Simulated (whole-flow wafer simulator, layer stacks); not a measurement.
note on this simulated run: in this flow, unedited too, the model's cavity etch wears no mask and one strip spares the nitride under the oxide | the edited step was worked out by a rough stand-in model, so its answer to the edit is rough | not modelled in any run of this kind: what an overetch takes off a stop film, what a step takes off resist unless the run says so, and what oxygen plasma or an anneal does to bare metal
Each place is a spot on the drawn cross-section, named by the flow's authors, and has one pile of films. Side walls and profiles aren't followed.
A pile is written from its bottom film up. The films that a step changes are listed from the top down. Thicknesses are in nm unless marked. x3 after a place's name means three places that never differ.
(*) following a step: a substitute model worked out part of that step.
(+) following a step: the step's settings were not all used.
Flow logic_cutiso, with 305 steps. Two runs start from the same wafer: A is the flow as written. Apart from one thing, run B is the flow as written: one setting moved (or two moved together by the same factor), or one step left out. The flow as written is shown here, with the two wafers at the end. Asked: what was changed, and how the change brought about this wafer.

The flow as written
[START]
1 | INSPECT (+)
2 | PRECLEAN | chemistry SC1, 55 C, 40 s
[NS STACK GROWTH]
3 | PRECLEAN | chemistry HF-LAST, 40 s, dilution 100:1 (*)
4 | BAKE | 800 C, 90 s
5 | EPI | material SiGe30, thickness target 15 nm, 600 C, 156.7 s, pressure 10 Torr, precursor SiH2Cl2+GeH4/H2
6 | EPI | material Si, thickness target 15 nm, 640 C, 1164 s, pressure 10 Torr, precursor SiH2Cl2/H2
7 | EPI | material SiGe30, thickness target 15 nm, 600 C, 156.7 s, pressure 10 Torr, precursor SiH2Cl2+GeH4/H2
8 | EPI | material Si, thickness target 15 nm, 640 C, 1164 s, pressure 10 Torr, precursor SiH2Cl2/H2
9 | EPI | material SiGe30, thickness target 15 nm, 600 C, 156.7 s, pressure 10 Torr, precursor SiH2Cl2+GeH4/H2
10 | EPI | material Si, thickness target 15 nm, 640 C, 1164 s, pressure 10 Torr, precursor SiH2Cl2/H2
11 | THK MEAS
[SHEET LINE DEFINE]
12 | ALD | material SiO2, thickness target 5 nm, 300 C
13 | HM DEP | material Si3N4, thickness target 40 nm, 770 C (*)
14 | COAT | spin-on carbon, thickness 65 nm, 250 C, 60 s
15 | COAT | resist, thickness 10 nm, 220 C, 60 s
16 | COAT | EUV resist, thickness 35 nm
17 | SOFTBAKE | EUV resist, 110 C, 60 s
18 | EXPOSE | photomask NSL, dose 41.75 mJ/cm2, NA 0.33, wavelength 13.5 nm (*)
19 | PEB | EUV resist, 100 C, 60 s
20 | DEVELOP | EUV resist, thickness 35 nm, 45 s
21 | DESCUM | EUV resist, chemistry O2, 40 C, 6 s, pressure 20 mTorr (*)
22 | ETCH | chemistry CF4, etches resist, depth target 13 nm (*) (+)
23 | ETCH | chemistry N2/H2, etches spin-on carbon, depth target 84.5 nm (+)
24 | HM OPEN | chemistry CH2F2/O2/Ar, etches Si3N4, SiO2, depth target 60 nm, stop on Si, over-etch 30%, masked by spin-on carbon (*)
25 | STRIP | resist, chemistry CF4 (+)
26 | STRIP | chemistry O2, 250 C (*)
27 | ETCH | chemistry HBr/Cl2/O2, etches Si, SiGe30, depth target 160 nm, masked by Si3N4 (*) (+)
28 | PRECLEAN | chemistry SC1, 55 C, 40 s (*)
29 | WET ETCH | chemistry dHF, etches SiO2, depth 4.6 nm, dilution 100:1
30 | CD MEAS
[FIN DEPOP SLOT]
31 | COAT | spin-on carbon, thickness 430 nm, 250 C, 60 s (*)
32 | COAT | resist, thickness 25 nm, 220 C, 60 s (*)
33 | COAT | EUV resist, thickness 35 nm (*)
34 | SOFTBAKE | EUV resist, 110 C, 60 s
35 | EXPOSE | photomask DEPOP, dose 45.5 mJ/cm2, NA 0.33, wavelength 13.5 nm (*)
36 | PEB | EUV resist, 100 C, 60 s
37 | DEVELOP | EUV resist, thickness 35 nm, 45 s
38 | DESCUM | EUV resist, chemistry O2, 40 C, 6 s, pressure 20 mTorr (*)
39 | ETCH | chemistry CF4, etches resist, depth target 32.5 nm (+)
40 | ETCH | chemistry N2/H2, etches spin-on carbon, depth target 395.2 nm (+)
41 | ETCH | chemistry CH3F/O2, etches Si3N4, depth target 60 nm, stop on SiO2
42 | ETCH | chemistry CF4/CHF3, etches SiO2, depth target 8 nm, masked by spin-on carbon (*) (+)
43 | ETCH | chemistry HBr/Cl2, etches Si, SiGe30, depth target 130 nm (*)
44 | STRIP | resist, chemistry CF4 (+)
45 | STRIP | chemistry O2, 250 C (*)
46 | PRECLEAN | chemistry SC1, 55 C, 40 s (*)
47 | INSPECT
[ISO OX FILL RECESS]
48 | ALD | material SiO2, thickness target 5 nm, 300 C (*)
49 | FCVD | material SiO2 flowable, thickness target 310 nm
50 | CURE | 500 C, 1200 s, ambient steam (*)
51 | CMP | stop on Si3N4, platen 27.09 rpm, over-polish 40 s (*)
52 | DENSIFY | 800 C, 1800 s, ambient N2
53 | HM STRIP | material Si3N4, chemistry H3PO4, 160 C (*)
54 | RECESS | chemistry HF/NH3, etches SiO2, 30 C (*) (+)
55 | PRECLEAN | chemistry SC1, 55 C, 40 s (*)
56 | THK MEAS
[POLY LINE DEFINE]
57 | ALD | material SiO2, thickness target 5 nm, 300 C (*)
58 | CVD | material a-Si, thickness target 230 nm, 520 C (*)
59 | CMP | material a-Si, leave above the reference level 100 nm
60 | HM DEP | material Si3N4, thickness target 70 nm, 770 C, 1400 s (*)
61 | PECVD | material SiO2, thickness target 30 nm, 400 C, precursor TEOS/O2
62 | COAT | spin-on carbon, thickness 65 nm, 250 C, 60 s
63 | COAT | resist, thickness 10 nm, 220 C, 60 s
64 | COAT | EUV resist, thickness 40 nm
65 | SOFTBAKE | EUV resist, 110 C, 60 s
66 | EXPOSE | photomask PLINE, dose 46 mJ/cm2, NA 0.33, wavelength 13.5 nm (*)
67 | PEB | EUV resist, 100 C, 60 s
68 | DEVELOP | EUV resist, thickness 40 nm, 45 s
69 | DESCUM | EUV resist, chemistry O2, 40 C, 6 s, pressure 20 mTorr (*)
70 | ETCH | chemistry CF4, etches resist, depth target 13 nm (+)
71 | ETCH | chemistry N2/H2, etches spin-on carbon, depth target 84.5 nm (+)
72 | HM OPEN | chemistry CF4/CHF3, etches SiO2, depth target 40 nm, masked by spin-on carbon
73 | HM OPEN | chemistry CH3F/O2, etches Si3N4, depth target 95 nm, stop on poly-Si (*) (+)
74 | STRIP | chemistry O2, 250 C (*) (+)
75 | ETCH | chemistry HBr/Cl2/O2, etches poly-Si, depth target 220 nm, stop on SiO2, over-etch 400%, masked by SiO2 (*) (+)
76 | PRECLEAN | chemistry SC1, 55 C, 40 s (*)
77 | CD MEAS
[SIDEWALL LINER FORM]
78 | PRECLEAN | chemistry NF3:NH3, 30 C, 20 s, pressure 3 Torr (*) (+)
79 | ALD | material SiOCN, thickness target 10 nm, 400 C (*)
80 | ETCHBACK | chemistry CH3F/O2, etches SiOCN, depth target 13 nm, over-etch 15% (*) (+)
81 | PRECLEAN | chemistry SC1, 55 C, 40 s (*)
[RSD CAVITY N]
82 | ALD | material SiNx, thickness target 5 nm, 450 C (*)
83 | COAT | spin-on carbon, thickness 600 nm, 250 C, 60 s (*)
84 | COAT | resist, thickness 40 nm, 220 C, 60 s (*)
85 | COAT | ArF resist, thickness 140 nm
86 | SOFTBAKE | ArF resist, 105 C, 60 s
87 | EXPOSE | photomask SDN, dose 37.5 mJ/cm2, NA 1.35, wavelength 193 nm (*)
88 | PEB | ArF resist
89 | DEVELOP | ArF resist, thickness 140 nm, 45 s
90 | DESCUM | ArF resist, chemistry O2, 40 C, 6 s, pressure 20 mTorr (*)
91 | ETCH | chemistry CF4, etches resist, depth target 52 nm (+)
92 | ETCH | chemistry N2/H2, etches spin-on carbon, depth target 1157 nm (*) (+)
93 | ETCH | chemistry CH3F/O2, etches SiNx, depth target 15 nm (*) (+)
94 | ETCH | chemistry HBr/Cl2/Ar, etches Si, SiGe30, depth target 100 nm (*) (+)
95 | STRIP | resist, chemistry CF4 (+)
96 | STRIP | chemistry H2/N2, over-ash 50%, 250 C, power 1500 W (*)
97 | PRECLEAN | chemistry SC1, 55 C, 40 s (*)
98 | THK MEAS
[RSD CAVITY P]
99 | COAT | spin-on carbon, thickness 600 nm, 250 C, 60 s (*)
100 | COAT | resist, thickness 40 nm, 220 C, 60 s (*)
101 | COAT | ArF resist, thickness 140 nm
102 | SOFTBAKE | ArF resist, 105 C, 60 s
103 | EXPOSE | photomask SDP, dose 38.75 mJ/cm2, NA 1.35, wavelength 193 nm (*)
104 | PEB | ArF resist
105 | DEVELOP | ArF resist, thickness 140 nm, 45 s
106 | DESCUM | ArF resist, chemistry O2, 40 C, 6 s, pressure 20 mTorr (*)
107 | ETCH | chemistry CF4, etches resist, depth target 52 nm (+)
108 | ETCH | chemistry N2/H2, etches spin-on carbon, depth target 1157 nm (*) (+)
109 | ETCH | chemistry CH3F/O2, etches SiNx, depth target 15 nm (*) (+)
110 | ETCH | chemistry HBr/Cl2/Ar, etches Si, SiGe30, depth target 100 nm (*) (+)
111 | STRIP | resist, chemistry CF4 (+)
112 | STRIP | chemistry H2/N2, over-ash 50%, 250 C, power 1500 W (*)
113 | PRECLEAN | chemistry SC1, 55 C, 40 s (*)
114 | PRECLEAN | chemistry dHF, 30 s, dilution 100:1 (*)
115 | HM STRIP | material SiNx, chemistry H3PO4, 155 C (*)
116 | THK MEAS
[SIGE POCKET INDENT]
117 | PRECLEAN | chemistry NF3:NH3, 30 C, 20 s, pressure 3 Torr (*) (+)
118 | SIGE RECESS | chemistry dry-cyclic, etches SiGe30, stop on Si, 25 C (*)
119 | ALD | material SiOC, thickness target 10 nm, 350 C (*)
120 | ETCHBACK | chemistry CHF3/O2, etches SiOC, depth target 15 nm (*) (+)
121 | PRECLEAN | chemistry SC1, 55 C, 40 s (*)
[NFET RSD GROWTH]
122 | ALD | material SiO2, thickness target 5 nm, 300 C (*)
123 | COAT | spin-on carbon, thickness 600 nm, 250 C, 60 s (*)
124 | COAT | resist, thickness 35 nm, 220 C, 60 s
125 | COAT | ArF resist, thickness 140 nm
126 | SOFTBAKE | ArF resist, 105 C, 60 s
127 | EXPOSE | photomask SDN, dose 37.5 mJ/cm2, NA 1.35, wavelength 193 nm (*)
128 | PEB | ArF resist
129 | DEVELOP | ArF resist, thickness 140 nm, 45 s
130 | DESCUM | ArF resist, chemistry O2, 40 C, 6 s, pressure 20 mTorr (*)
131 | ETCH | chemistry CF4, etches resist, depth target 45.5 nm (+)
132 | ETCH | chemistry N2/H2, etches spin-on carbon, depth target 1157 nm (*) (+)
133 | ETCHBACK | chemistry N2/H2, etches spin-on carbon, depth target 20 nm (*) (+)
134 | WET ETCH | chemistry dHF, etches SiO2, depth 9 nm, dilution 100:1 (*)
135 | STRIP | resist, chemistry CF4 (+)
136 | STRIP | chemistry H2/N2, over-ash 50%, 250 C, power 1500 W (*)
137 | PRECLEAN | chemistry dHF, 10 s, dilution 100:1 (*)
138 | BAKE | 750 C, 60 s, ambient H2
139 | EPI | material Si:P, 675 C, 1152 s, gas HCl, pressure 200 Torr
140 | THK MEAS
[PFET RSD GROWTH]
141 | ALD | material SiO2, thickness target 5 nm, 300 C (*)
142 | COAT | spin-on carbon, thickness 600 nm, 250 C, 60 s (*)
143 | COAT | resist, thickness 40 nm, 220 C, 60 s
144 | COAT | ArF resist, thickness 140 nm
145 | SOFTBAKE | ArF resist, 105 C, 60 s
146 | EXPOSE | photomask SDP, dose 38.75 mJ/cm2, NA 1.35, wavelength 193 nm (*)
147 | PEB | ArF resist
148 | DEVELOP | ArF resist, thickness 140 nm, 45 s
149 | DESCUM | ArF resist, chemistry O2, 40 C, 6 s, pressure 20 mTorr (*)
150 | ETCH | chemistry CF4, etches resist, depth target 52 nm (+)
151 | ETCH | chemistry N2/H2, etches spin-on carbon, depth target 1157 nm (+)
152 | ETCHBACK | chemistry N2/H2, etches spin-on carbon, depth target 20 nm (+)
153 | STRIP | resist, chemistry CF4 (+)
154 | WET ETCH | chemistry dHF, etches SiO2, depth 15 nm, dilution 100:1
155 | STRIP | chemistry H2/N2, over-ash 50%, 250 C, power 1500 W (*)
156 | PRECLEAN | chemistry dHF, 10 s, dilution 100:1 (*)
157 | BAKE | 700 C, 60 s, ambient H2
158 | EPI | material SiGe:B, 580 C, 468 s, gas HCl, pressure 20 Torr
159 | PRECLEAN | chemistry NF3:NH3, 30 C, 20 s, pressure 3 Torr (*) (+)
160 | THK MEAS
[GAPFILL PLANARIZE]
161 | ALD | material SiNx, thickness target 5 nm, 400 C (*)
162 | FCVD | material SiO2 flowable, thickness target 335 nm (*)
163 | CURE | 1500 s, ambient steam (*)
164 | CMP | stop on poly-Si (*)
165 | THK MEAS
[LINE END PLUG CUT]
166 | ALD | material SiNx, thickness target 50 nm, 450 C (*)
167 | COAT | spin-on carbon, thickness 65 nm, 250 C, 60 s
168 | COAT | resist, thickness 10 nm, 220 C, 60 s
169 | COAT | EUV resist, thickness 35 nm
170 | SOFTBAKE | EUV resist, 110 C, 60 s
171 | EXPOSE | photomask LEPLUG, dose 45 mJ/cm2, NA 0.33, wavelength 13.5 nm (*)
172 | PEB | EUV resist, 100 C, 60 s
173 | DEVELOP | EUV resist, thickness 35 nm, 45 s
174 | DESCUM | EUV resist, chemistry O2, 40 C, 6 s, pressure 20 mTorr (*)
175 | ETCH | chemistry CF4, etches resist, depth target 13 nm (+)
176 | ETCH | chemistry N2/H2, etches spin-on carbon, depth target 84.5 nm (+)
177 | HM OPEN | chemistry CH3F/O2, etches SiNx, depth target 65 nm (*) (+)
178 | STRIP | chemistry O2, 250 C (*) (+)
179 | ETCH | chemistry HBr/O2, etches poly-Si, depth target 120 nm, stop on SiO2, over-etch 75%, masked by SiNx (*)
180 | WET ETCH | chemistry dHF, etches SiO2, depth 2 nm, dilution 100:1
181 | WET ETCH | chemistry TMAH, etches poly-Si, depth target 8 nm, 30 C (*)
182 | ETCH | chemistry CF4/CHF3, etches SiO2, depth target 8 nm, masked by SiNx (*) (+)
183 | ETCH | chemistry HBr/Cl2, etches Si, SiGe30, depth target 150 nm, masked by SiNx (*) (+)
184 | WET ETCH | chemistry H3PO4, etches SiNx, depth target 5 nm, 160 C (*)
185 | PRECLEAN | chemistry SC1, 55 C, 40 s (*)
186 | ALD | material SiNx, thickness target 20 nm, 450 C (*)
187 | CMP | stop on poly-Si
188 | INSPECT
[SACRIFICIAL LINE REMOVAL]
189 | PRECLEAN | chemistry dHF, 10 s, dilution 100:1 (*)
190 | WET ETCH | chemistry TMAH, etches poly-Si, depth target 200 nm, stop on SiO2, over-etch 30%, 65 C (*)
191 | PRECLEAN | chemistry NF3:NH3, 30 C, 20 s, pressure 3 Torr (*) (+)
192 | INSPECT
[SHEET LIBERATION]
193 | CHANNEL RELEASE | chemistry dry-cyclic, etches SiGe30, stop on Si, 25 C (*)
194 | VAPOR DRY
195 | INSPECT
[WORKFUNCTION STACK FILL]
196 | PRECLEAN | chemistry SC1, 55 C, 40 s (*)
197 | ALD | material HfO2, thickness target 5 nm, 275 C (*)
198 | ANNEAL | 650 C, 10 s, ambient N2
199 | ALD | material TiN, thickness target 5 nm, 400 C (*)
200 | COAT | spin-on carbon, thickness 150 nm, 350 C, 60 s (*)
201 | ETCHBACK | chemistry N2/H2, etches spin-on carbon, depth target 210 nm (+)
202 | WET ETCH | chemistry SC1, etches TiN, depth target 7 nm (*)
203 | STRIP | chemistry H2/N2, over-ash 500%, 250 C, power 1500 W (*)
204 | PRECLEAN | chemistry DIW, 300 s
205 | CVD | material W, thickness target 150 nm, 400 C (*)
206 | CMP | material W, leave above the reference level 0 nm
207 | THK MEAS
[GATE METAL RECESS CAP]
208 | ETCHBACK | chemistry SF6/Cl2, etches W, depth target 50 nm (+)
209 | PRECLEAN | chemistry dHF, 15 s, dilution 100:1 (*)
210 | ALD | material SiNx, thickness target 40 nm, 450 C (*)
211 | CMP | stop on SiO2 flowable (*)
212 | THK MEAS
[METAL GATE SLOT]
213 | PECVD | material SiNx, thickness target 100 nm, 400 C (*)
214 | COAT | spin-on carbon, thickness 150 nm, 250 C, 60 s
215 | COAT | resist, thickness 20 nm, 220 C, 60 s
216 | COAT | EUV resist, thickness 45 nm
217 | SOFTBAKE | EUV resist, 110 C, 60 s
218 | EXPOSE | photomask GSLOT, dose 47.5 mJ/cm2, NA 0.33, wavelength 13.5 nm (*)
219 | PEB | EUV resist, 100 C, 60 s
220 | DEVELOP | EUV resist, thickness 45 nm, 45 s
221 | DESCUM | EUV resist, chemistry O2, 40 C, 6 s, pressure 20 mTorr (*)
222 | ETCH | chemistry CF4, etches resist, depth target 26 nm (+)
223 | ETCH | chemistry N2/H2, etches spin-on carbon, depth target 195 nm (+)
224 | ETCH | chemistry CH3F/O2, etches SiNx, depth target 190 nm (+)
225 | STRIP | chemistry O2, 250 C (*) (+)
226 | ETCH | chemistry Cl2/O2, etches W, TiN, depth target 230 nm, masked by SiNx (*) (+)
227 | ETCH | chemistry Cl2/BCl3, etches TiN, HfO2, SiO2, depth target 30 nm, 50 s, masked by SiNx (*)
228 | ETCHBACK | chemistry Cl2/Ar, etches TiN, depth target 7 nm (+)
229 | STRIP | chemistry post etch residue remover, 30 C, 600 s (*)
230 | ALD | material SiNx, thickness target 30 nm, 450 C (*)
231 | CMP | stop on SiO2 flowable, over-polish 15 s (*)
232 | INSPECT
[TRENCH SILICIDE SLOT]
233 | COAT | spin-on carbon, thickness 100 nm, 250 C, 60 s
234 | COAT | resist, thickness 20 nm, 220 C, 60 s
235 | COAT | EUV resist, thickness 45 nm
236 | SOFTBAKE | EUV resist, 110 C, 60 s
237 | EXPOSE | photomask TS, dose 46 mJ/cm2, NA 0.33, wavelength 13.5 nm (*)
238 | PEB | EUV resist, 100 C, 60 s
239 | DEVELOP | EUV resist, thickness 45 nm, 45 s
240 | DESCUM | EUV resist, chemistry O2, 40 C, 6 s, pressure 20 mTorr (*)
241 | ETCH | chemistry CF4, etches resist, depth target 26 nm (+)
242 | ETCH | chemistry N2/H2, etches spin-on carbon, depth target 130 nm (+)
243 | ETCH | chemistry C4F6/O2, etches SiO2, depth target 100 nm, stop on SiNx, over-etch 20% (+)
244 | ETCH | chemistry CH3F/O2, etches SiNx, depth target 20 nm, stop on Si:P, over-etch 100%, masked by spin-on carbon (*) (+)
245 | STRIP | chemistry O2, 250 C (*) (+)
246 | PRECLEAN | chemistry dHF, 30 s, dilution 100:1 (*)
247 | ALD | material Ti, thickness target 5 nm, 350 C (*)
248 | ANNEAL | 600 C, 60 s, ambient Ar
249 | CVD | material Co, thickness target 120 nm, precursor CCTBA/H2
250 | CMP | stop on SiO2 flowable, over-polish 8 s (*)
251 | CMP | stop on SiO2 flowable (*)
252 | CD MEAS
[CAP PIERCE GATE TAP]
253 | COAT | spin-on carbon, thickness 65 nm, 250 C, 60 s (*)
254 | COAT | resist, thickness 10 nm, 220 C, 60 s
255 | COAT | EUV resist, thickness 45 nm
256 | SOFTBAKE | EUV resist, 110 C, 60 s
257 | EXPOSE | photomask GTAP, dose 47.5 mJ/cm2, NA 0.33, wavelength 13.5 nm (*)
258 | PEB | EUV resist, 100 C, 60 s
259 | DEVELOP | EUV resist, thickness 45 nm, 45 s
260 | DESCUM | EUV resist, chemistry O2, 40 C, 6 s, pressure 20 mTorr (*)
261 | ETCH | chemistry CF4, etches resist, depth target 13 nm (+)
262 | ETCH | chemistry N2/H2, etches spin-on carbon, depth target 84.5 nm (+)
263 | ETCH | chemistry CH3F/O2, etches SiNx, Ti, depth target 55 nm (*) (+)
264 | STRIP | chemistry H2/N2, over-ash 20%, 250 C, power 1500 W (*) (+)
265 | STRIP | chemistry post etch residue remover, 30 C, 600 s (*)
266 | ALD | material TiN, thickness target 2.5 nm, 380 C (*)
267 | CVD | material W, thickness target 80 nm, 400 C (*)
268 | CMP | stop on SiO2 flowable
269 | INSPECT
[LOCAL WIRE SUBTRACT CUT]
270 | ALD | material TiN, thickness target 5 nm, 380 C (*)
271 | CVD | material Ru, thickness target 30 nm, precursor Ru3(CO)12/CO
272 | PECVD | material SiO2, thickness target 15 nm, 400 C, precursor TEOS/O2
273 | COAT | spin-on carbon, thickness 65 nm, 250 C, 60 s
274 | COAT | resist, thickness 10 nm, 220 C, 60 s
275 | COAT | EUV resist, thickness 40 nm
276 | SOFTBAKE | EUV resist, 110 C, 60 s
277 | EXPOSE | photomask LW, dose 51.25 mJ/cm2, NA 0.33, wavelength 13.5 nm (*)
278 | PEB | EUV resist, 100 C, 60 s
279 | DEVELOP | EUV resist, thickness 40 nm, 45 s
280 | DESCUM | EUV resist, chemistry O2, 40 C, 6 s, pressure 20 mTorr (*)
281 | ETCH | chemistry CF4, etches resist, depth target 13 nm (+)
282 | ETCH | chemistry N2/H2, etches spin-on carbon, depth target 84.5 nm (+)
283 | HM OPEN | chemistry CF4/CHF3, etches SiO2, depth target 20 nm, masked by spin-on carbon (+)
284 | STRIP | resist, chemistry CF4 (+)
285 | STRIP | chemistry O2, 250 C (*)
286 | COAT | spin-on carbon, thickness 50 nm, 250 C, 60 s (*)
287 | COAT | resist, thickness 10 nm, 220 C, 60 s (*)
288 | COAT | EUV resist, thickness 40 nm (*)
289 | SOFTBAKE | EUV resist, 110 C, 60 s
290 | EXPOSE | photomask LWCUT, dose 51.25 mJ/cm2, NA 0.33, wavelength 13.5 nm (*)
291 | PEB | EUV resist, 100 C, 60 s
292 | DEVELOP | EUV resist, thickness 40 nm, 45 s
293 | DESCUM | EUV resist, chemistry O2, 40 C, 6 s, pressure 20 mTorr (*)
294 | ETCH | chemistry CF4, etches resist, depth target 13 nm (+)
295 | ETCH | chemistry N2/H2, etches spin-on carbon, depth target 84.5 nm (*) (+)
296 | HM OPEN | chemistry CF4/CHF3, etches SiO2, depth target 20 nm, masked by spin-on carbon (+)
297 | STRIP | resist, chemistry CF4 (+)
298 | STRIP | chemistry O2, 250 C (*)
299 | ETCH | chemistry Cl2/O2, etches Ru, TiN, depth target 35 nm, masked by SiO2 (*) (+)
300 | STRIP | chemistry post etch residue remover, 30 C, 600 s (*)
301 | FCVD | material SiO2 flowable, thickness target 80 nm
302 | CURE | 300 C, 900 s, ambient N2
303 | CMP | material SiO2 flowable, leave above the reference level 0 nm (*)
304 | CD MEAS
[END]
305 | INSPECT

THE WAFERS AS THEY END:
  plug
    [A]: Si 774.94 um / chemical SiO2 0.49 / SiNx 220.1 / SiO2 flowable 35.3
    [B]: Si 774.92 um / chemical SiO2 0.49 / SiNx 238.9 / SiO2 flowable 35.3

The reason: step 183, ETCH: depth target 168.8 nm was run, whereas the flow has depth target 150 nm.

How this came from the change, step by step:
  183 | ETCH | chemistry HBr/Cl2, etches Si, SiGe30, depth target 150 nm, masked by SiNx (*) (+)
      depop, dpovl, gfld and 18 more: A -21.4 SiNx | B -24.1 SiNx
      plug: A -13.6 Si (all of it), -15 SiGe30 (all of it), -15 Si (all of it), -15 SiGe30 (all of it), -15 Si (all of it), -15 SiGe30 (all of it), -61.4 Si | B -13.6 Si (all of it), -15 SiGe30 (all of it), -15 Si (all of it), -15 SiGe30 (all of it), -15 Si (all of it), -15 SiGe30 (all of it), -80.2 Si
  186 | ALD | material SiNx, thickness target 20 nm, 450 C (*)
      plug: A +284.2 SiNx (new film) | B +300.3 SiNx (new film)
  187 | CMP | stop on poly-Si
      depop, dpovl, gfld and 18 more: A -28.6 SiNx (all of it) | B -25.9 SiNx (all of it)
      plug: A -28.6 SiNx | B -25.9 SiNx
